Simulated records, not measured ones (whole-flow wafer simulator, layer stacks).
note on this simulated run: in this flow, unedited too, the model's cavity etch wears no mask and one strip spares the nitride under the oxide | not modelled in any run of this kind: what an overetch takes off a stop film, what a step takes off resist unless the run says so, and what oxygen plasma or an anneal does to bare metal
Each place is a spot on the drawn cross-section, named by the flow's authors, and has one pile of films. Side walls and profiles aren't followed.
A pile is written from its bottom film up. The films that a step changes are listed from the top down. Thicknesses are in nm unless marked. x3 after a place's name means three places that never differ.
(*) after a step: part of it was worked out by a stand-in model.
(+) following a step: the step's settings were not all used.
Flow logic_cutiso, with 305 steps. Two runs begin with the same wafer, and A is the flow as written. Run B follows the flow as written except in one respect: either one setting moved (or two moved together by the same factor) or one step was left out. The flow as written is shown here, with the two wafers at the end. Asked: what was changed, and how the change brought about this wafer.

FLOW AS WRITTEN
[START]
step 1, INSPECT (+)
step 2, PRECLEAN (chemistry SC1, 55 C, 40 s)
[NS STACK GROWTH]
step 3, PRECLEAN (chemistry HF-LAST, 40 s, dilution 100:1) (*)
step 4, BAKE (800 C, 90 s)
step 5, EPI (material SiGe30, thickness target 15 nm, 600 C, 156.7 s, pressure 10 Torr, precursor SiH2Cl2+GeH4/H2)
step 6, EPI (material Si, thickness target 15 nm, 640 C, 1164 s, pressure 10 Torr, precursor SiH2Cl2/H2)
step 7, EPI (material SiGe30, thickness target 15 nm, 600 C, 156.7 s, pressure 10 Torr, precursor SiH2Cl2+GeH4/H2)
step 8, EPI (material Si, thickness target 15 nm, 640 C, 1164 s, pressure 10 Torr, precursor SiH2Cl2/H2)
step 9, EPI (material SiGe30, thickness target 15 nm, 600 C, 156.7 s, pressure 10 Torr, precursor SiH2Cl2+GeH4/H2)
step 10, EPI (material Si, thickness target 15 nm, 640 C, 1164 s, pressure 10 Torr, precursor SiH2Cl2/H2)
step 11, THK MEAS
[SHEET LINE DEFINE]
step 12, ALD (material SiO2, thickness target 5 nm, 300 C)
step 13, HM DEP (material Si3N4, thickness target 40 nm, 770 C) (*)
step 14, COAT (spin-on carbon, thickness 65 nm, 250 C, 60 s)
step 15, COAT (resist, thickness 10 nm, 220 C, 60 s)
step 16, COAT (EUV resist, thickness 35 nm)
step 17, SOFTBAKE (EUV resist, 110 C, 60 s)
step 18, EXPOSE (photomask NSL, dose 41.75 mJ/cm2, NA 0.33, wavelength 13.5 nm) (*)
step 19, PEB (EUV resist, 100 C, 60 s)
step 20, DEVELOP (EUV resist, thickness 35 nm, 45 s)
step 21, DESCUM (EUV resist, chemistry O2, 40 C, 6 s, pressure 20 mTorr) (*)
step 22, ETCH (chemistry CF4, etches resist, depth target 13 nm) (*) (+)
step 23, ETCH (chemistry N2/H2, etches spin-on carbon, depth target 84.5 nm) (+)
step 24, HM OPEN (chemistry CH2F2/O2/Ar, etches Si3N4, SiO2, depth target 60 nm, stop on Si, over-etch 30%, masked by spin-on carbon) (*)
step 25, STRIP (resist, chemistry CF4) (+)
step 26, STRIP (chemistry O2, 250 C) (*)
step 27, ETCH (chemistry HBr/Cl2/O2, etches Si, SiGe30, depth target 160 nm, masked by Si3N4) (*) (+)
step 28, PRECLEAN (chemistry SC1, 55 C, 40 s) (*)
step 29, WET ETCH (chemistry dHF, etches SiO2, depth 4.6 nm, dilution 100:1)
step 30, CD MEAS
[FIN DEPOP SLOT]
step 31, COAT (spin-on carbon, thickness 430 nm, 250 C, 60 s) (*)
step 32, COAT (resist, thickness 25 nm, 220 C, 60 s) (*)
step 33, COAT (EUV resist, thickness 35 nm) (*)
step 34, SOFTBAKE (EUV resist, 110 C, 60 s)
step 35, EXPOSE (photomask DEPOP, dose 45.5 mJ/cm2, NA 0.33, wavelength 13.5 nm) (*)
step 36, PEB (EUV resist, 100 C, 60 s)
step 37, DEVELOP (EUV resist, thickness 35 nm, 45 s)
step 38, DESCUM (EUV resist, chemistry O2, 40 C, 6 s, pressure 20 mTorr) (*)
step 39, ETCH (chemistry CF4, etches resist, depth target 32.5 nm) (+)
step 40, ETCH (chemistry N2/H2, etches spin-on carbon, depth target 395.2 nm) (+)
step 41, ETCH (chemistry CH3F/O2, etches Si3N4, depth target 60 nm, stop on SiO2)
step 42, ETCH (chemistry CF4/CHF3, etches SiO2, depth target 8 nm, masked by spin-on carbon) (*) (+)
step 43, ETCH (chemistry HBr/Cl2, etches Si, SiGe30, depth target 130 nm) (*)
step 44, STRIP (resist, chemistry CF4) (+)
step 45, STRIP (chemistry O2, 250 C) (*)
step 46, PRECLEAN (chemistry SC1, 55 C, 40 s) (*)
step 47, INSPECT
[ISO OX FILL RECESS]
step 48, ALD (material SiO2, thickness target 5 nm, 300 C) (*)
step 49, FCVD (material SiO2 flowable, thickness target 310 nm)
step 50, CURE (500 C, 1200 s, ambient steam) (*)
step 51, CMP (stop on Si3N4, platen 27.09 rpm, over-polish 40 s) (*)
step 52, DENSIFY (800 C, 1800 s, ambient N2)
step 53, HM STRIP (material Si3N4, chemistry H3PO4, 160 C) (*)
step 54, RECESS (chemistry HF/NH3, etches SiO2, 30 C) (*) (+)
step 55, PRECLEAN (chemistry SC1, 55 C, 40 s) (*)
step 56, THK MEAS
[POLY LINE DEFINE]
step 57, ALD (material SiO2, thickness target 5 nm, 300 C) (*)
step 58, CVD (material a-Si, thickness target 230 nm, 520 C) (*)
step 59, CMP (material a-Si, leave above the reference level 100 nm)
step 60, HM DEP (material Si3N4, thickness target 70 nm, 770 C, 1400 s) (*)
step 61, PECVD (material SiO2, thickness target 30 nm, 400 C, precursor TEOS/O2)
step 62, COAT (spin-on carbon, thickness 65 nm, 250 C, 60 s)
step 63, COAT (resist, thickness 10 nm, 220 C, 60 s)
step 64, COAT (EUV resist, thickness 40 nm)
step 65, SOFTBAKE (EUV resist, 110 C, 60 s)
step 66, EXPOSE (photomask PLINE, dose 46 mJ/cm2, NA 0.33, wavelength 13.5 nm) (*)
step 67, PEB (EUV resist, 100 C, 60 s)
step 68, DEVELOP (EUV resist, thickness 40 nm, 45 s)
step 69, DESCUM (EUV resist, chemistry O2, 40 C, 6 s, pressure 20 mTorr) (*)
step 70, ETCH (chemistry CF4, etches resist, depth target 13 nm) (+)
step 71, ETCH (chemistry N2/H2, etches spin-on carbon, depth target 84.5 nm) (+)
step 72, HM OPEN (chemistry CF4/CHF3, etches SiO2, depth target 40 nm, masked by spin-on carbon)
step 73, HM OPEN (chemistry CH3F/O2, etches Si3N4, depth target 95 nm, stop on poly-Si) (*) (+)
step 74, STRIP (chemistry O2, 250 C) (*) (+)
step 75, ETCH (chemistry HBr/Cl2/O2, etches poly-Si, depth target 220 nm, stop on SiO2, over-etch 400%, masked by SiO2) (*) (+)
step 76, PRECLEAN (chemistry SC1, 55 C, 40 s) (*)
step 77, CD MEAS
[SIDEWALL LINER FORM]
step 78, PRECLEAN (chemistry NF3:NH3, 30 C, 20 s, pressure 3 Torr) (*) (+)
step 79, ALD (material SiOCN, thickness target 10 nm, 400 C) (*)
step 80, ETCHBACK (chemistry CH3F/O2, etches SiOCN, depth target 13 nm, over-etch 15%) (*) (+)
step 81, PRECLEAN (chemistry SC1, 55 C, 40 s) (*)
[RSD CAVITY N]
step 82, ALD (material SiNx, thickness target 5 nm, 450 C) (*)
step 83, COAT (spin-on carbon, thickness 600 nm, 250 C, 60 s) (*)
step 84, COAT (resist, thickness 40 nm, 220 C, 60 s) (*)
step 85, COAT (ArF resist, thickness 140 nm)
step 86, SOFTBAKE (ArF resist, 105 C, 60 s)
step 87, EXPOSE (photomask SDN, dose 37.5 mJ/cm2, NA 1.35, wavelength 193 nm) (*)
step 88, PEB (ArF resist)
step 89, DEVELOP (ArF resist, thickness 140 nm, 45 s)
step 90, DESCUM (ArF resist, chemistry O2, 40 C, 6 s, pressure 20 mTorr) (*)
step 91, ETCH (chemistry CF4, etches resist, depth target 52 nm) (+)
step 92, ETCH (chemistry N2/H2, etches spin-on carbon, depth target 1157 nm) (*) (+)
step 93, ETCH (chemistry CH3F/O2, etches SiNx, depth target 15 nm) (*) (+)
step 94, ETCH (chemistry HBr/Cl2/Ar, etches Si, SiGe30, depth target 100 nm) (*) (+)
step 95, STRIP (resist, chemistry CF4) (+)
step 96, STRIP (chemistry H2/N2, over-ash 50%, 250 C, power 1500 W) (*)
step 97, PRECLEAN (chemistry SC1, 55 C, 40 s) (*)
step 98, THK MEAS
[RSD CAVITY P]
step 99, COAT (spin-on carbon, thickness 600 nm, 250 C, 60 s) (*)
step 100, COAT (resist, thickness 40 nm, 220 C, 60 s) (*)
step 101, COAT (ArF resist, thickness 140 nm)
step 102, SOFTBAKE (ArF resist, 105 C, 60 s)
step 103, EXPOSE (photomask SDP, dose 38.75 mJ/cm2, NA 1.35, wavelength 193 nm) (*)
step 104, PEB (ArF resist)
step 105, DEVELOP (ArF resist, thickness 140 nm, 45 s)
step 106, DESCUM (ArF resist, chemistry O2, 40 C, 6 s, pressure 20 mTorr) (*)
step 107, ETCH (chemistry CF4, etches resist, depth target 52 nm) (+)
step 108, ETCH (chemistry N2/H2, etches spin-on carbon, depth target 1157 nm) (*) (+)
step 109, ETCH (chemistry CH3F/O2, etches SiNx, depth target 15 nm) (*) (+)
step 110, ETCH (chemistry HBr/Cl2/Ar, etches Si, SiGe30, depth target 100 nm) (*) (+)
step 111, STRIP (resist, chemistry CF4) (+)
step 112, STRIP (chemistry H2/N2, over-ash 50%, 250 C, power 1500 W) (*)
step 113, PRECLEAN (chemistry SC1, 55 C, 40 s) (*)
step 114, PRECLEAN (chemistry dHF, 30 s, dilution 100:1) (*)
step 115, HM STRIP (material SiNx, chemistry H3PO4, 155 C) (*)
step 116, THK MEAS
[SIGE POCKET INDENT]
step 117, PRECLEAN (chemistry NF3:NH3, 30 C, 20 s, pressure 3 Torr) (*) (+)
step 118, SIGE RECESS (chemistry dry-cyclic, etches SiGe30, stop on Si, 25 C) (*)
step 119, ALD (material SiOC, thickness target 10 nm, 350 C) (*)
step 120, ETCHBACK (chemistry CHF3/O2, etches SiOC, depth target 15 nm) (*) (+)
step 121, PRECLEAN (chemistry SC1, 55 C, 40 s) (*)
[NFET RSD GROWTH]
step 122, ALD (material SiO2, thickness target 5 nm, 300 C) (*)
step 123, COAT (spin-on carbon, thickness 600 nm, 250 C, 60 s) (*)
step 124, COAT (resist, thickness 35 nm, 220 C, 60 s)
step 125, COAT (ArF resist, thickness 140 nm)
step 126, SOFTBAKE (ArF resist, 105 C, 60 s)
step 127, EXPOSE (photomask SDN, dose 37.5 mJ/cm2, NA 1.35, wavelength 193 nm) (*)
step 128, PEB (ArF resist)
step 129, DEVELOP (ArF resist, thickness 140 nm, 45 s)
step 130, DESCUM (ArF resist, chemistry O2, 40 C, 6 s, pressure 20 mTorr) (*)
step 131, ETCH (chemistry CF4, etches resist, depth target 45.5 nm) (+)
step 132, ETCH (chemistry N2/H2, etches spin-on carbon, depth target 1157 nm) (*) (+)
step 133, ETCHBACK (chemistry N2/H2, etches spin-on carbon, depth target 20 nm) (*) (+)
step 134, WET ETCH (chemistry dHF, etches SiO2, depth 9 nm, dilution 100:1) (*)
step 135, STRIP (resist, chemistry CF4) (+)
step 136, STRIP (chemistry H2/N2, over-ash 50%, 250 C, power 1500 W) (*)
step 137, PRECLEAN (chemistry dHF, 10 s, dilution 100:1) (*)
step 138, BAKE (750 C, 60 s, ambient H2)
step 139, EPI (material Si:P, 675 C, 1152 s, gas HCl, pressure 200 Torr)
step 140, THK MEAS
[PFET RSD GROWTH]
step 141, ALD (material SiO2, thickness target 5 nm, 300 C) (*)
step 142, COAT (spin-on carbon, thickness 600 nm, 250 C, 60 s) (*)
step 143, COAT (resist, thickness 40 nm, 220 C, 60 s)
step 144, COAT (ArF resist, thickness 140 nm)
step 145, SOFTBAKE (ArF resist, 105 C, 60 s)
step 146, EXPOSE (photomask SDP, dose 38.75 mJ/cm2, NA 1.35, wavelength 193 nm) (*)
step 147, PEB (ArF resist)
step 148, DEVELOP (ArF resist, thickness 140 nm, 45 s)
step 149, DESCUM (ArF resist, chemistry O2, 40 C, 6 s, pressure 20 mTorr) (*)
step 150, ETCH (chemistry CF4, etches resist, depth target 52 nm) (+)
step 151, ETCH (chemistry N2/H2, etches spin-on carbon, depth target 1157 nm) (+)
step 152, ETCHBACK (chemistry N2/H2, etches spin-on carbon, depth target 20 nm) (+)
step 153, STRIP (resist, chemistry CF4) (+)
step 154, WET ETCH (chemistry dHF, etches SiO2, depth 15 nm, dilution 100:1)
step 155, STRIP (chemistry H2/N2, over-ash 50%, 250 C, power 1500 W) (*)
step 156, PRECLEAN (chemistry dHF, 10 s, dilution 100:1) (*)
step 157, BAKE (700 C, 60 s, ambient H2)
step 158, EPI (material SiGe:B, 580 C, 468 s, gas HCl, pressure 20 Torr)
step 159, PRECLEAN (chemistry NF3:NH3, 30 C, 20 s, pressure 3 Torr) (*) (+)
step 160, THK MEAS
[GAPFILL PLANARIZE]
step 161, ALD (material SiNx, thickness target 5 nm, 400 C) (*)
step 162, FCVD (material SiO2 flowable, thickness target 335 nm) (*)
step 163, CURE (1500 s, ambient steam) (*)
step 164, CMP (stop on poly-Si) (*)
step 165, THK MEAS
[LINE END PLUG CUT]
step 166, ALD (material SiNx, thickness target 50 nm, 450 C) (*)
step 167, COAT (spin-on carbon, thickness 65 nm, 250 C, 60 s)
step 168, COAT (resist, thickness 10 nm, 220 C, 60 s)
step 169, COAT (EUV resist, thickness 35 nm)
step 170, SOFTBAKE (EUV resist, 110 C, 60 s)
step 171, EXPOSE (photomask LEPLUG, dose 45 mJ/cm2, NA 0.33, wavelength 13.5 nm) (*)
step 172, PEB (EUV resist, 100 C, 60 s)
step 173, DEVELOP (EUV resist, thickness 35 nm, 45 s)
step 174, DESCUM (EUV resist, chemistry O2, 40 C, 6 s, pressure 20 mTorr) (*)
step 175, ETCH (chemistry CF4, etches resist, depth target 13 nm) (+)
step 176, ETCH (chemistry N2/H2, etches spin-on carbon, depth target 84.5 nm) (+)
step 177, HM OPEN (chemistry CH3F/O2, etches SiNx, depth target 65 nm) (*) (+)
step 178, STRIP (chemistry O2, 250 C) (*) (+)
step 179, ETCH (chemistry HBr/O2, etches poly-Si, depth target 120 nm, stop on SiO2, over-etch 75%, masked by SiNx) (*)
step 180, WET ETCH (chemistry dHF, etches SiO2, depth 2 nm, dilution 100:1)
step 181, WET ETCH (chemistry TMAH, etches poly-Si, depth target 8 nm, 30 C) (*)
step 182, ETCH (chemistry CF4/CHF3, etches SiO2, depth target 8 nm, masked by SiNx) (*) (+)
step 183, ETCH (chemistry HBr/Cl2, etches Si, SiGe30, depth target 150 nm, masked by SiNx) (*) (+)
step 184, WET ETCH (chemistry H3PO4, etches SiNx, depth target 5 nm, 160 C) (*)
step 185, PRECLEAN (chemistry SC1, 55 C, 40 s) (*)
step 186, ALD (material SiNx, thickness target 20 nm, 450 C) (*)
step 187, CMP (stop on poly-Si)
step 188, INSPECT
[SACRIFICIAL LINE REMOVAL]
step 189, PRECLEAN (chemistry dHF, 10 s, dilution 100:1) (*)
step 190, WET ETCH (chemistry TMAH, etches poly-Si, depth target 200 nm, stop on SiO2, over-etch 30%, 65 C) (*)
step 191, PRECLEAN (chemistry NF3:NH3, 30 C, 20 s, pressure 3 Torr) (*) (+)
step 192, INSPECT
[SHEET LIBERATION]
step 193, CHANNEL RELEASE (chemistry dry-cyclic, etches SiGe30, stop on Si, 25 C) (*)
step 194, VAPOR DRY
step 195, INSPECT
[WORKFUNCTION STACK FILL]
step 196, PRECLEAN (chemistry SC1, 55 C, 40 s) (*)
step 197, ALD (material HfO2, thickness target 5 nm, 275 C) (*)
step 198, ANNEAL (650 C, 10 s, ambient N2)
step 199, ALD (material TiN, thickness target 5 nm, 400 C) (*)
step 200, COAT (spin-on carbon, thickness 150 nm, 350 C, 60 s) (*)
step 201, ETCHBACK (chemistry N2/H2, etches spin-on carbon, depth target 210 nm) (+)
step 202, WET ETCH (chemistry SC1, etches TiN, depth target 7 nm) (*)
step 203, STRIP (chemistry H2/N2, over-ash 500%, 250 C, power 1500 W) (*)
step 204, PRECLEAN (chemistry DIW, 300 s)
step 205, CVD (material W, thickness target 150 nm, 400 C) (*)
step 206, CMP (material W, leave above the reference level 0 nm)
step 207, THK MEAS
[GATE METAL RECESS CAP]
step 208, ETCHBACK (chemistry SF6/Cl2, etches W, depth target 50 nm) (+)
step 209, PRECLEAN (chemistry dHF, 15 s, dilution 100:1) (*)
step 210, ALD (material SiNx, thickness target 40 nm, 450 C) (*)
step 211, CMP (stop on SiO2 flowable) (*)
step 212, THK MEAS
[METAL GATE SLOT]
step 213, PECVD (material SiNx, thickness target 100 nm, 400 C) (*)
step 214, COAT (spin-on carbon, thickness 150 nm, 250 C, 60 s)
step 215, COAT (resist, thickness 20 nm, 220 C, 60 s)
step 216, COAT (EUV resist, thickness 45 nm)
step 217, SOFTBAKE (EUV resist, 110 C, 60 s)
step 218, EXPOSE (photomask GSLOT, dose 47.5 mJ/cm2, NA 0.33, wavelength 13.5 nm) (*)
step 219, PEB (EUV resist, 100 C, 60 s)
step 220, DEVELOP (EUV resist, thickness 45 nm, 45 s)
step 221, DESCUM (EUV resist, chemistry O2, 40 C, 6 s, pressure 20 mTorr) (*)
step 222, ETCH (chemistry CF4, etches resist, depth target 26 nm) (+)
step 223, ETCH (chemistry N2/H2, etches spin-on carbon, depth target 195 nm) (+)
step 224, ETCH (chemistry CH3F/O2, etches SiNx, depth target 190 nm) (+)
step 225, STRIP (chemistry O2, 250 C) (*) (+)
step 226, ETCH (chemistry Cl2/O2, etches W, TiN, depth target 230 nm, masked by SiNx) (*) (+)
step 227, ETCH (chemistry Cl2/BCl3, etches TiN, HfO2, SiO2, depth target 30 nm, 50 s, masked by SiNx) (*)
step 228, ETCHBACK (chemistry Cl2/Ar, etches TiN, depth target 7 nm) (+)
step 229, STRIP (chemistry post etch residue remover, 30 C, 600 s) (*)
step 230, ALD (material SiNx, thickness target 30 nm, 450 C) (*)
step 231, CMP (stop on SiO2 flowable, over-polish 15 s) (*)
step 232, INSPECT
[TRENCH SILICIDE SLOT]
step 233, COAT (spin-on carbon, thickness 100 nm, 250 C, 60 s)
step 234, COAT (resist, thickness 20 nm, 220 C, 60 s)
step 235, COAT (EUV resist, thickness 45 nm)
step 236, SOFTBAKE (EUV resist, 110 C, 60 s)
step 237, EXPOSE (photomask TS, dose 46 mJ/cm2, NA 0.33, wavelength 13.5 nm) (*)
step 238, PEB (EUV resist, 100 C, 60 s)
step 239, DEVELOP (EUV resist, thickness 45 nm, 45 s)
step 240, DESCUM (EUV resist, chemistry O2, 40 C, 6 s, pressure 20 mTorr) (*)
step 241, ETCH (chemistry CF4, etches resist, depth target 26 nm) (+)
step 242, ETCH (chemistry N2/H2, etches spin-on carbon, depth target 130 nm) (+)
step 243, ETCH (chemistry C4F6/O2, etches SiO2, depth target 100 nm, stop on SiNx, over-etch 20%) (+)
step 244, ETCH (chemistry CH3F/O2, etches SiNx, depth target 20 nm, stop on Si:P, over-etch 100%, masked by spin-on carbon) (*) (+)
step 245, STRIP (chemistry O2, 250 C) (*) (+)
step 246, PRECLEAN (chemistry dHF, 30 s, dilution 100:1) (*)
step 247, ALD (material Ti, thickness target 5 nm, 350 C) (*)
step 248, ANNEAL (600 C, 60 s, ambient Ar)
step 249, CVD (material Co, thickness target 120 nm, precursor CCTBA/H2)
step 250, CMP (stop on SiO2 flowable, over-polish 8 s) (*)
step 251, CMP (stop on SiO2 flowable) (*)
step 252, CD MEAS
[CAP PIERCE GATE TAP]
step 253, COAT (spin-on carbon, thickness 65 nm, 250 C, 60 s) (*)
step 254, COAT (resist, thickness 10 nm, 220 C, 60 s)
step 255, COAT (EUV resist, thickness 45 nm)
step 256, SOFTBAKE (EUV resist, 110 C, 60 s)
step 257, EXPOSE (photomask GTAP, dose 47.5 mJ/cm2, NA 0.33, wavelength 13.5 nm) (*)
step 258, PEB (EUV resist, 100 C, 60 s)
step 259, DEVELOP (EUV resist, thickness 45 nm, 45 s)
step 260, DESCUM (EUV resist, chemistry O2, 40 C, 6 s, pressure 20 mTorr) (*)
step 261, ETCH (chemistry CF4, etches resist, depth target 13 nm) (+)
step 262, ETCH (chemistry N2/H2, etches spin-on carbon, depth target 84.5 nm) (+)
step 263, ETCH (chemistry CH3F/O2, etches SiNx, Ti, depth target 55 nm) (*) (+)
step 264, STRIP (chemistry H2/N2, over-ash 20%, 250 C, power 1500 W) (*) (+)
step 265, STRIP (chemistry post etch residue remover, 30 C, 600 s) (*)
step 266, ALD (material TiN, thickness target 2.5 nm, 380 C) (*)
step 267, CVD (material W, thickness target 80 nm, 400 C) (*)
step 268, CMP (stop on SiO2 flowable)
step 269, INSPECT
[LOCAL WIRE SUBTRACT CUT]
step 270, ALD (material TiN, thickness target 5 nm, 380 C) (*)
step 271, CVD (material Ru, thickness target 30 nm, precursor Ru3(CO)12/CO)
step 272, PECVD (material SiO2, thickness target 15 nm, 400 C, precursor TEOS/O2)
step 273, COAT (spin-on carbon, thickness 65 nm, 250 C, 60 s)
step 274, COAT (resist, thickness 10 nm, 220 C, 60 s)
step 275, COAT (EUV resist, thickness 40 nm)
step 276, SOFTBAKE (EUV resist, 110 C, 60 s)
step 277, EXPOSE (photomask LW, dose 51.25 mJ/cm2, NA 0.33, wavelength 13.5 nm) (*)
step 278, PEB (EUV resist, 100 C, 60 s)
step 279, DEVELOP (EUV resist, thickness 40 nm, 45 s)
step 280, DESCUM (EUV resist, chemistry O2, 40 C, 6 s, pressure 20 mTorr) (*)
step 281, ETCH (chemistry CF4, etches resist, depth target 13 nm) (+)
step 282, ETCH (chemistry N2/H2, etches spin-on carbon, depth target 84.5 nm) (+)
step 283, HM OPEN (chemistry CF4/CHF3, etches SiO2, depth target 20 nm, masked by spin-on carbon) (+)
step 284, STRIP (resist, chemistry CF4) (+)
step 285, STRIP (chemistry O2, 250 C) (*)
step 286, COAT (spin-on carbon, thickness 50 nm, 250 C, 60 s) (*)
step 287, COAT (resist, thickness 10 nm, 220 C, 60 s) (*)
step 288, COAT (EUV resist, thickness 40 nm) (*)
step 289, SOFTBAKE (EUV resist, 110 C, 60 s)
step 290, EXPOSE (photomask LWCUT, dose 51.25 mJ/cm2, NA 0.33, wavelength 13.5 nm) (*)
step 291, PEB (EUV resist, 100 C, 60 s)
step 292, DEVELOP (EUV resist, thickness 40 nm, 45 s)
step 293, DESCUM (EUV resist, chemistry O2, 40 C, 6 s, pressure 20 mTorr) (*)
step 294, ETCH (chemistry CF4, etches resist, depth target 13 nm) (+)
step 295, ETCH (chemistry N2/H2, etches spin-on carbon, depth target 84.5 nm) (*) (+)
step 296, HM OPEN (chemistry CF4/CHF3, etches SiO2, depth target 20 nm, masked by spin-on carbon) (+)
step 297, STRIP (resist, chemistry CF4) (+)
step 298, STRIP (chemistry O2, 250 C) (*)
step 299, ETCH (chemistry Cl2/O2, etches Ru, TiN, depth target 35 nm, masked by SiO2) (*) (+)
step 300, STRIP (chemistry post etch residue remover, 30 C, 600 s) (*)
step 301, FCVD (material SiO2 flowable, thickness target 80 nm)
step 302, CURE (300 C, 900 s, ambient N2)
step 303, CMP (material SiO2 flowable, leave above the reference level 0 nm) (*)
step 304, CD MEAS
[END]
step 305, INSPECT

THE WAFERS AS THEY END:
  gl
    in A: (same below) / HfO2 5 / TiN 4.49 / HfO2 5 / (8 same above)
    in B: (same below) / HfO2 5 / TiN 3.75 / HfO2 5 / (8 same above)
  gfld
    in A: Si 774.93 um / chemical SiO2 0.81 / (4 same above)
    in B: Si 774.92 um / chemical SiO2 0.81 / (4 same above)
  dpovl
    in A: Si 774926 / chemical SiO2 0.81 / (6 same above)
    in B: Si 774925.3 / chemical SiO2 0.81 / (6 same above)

What caused this: step 9, EPI: thickness target 14.2 nm was run, whereas the flow has thickness target 15 nm; step 9, EPI: 148.9 s was run, where the flow has 156.7 s.

The path from the change to this, step by step:
  step 9, EPI (material SiGe30, thickness target 15 nm, 600 C, 156.7 s, pressure 10 Torr, precursor SiH2Cl2+GeH4/H2)
      depop, dpovl, gfld and 19 more: A +15 SiGe30 (new film) | B +14.3 SiGe30 (new film)
  step 27, ETCH (chemistry HBr/Cl2/O2, etches Si, SiGe30, depth target 160 nm, masked by Si3N4) (*) (+)
      gfld, gxf, iso, lnri: A -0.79 chemical SiO2 (all of it), -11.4 Si (all of it), -15 SiGe30 (all of it), -15 Si (all of it), -15 SiGe30 (all of it), -15 Si (all of it), -15 SiGe30 (all of it), -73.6 Si | B -0.79 chemical SiO2 (all of it), -11.4 Si (all of it), -14.3 SiGe30 (all of it), -15 Si (all of it), -15 SiGe30 (all of it), -15 Si (all of it), -15 SiGe30 (all of it), -74.4 Si
      dpovl, nsgap: A -0.79 chemical SiO2 (all of it), -11.8 Si (all of it), -15 SiGe30 (all of it), -15 Si (all of it), -15 SiGe30 (all of it), -15 Si (all of it), -15 SiGe30 (all of it), -73.2 Si | B -0.79 chemical SiO2 (all of it), -11.8 Si (all of it), -14.3 SiGe30 (all of it), -15 Si (all of it), -15 SiGe30 (all of it), -15 Si (all of it), -15 SiGe30 (all of it), -74 Si
      (and at 1 other place as well)
  step 43, ETCH (chemistry HBr/Cl2, etches Si, SiGe30, depth target 130 nm) (*)
      depop: A -14 Si (all of it), -15 SiGe30 (all of it), -15 Si (all of it), -15 SiGe30 (all of it), -15 Si (all of it), -15 SiGe30 (all of it), -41 Si | B -14 Si (all of it), -14.3 SiGe30 (all of it), -15 Si (all of it), -15 SiGe30 (all of it), -15 Si (all of it), -15 SiGe30 (all of it), -41.7 Si
  step 94, ETCH (chemistry HBr/Cl2/Ar, etches Si, SiGe30, depth target 100 nm) (*) (+)
      rsdn, rsdx: A -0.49 chemical SiO2 (all of it), -12.8 Si (all of it), -15 SiGe30 (all of it), -15 Si (all of it), -15 SiGe30 (all of it), -15 Si (all of it), -15 SiGe30 (all of it), -12.2 Si | B -0.49 chemical SiO2 (all of it), -12.8 Si (all of it), -14.3 SiGe30 (all of it), -15 Si (all of it), -15 SiGe30 (all of it), -15 Si (all of it), -15 SiGe30 (all of it), -12.9 Si
  step 110, ETCH (chemistry HBr/Cl2/Ar, etches Si, SiGe30, depth target 100 nm) (*) (+)
      rsdp, rsdw: A -0.49 chemical SiO2 (all of it), -12.8 Si (all of it), -15 SiGe30 (all of it), -15 Si (all of it), -15 SiGe30 (all of it), -15 Si (all of it), -15 SiGe30 (all of it), -12.2 Si | B -0.49 chemical SiO2 (all of it), -12.8 Si (all of it), -14.3 SiGe30 (all of it), -15 Si (all of it), -15 SiGe30 (all of it), -15 Si (all of it), -15 SiGe30 (all of it), -12.9 Si
  step 118, SIGE RECESS (chemistry dry-cyclic, etches SiGe30, stop on Si, 25 C) (*)
      lnr, lnrp, lnrt: A -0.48 SiOCN, -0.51 Si, +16 cavity (new film), -15 SiGe30 (all of it), -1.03 Si, +16 cavity (new film), -15 SiGe30 (all of it), -1.03 Si, +16 cavity (new film), -15 SiGe30 (all of it), -0.51 Si | B -0.48 SiOCN, -0.51 Si, +15.3 cavity (new film), -14.3 SiGe30 (all of it), -1.03 Si, +16 cavity (new film), -15 SiGe30 (all of it), -1.03 Si, +16 cavity (new film), -15 SiGe30 (all of it), -0.51 Si
  step 119, ALD (material SiOC, thickness target 10 nm, 350 C) (*)
      lnr, lnrp, lnrt: A +10 SiOC (new film), +16 SiOC (new film), -16 cavity (all of it), +16 SiOC (new film), -16 cavity (all of it), +16 SiOC (new film), -16 cavity (all of it) | B +10 SiOC (new film), +15.3 SiOC (new film), -15.3 cavity (all of it), +16 SiOC (new film), -16 cavity (all of it), +16 SiOC (new film), -16 cavity (all of it)
  step 183, ETCH (chemistry HBr/Cl2, etches Si, SiGe30, depth target 150 nm, masked by SiNx) (*) (+)
      plug: A -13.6 Si (all of it), -15 SiGe30 (all of it), -15 Si (all of it), -15 SiGe30 (all of it), -15 Si (all of it), -15 SiGe30 (all of it), -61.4 Si | B -13.6 Si (all of it), -14.3 SiGe30 (all of it), -15 Si (all of it), -15 SiGe30 (all of it), -15 Si (all of it), -15 SiGe30 (all of it), -62.2 Si
  step 193, CHANNEL RELEASE (chemistry dry-cyclic, etches SiGe30, stop on Si, 25 C) (*)
      gl, glp, gxn, gxp, ns, tap: A +0.8 chemical SiO2 (new film), -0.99 Si, +0.8 chemical SiO2 (new film), +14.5 cavity (new film), +0.8 chemical SiO2 (new film), -15 SiGe30 (all of it), -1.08 Si, +0.8 chemical SiO2 (new film), +14.5 cavity (new film), +0.8 chemical SiO2 (new film), -15 SiGe30 (all of it), -1.08 Si, +0.8 chemical SiO2 (new film), +14.5 cavity (new film), +0.8 chemical SiO2 (new film), -15 SiGe30 (all of it), -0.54 Si | B +0.8 chemical SiO2 (new film), -0.99 Si, +0.8 chemical SiO2 (new film), +13.7 cavity (new film), +0.8 chemical SiO2 (new film), -14.3 SiGe30 (all of it), -1.08 Si, +0.8 chemical SiO2 (new film), +14.5 cavity (new film), +0.8 chemical SiO2 (new film), -15 SiGe30 (all of it), -1.08 Si, +0.8 chemical SiO2 (new film), +14.5 cavity (new film), +0.8 chemical SiO2 (new film), -15 SiGe30 (all of it), -0.54 Si
  step 199, ALD (material TiN, thickness target 5 nm, 400 C) (*)
      gl, glp, tap: A +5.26 TiN (new film), +4.49 TiN (new film), -4.49 cavity (all of it), +4.49 TiN (new film), -4.49 cavity (all of it), +4.49 TiN (new film), -4.49 cavity (all of it) | B +5.26 TiN (new film), +3.75 TiN (new film), -3.75 cavity (all of it), +4.49 TiN (new film), -4.49 cavity (all of it), +4.49 TiN (new film), -4.49 cavity (all of it)
      gxn, gxp, ns: A +5 TiN (new film), +4.49 TiN (new film), -4.49 cavity (all of it), +4.49 TiN (new film), -4.49 cavity (all of it), +4.49 TiN (new film), -4.49 cavity (all of it) | B +5 TiN (new film), +3.75 TiN (new film), -3.75 cavity (all of it), +4.49 TiN (new film), -4.49 cavity (all of it), +4.49 TiN (new film), -4.49 cavity (all of it)
